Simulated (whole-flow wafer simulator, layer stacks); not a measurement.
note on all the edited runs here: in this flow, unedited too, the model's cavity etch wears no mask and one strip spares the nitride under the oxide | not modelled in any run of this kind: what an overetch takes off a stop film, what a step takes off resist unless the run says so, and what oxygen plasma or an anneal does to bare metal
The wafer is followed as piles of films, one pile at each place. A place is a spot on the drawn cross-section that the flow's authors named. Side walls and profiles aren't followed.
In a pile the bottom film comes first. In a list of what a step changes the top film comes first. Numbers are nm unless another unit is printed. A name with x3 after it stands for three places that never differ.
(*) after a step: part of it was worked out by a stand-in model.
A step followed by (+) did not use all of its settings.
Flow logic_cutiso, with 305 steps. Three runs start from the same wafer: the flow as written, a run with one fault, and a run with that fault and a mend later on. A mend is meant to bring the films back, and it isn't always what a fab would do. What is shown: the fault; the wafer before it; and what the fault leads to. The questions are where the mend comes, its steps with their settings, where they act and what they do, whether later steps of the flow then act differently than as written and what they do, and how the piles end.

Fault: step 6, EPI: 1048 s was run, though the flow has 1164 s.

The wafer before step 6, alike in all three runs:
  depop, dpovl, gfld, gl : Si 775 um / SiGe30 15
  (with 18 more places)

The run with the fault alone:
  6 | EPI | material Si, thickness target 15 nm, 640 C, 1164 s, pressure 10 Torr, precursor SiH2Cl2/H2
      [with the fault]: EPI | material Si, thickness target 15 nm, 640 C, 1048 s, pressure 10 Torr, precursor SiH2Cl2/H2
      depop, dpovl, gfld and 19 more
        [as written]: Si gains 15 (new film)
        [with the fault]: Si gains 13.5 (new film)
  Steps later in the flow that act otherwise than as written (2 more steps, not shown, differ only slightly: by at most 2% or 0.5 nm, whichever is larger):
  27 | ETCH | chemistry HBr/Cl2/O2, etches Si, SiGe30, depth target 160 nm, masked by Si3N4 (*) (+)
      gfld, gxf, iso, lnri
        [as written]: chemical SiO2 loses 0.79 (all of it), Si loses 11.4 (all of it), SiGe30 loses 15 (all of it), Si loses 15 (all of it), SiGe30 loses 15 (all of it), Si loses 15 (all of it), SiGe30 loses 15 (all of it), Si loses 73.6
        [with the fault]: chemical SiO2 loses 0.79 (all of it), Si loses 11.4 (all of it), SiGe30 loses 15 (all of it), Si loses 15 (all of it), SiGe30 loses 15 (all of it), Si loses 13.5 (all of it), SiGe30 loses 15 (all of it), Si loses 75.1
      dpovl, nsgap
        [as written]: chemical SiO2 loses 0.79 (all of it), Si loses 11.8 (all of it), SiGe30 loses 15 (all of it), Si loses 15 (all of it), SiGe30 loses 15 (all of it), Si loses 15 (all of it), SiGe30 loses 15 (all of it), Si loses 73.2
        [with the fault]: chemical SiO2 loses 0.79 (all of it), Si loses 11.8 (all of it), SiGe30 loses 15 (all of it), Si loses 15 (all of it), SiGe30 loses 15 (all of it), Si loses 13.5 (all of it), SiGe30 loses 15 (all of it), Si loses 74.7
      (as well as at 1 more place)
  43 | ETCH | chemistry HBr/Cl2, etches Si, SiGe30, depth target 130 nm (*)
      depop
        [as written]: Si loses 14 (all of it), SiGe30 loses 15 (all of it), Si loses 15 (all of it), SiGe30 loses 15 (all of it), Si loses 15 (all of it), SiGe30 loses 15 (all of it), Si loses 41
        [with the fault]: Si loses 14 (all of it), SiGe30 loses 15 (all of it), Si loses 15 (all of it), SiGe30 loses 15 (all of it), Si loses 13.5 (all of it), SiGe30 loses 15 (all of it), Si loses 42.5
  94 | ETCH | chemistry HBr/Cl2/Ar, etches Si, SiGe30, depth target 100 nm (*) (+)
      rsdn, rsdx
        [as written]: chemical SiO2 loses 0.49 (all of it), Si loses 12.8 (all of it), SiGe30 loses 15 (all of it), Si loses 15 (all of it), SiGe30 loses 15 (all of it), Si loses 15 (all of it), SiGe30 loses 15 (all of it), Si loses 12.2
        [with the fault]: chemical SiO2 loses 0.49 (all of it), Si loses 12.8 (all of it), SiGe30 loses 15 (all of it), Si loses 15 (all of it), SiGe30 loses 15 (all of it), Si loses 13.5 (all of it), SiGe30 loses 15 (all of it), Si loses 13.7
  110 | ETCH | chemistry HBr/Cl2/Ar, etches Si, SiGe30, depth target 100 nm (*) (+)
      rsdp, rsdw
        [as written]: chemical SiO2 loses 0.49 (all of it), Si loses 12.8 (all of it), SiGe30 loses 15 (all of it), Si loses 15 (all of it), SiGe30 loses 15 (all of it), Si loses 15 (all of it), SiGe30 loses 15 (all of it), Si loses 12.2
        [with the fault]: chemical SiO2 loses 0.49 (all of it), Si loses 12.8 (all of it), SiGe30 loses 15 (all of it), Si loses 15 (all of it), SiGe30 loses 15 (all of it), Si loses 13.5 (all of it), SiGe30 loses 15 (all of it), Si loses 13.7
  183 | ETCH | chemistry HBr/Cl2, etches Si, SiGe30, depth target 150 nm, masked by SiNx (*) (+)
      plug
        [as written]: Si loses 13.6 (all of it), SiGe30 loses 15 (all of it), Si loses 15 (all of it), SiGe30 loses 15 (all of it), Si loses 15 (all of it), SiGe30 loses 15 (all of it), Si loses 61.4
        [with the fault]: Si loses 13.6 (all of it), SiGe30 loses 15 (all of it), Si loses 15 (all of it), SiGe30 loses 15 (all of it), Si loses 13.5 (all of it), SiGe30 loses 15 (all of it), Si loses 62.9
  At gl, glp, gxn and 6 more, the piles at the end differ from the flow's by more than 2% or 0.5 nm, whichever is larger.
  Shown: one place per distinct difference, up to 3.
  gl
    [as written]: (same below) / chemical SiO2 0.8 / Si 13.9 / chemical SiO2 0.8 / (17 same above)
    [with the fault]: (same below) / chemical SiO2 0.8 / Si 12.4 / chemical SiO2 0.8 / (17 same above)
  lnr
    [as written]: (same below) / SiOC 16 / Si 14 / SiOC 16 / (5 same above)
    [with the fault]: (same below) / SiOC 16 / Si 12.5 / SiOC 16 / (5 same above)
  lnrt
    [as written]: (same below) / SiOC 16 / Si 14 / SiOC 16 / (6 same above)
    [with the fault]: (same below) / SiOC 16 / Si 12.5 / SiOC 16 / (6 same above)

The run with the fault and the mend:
  The mend stands after step 6.
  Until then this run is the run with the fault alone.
  6a | EPI | material Si, thickness target 15 nm, 640 C, 116.4 s, pressure 10 Torr, precursor SiH2Cl2/H2 (the flow's step 6 again, with other settings)
      depop, dpovl, gfld and 19 more
        Si gains 1.5
  Every later step of the flow that is run acts as written at every place that is followed.
  At every place that both follow, the piles at the end match the flow's.
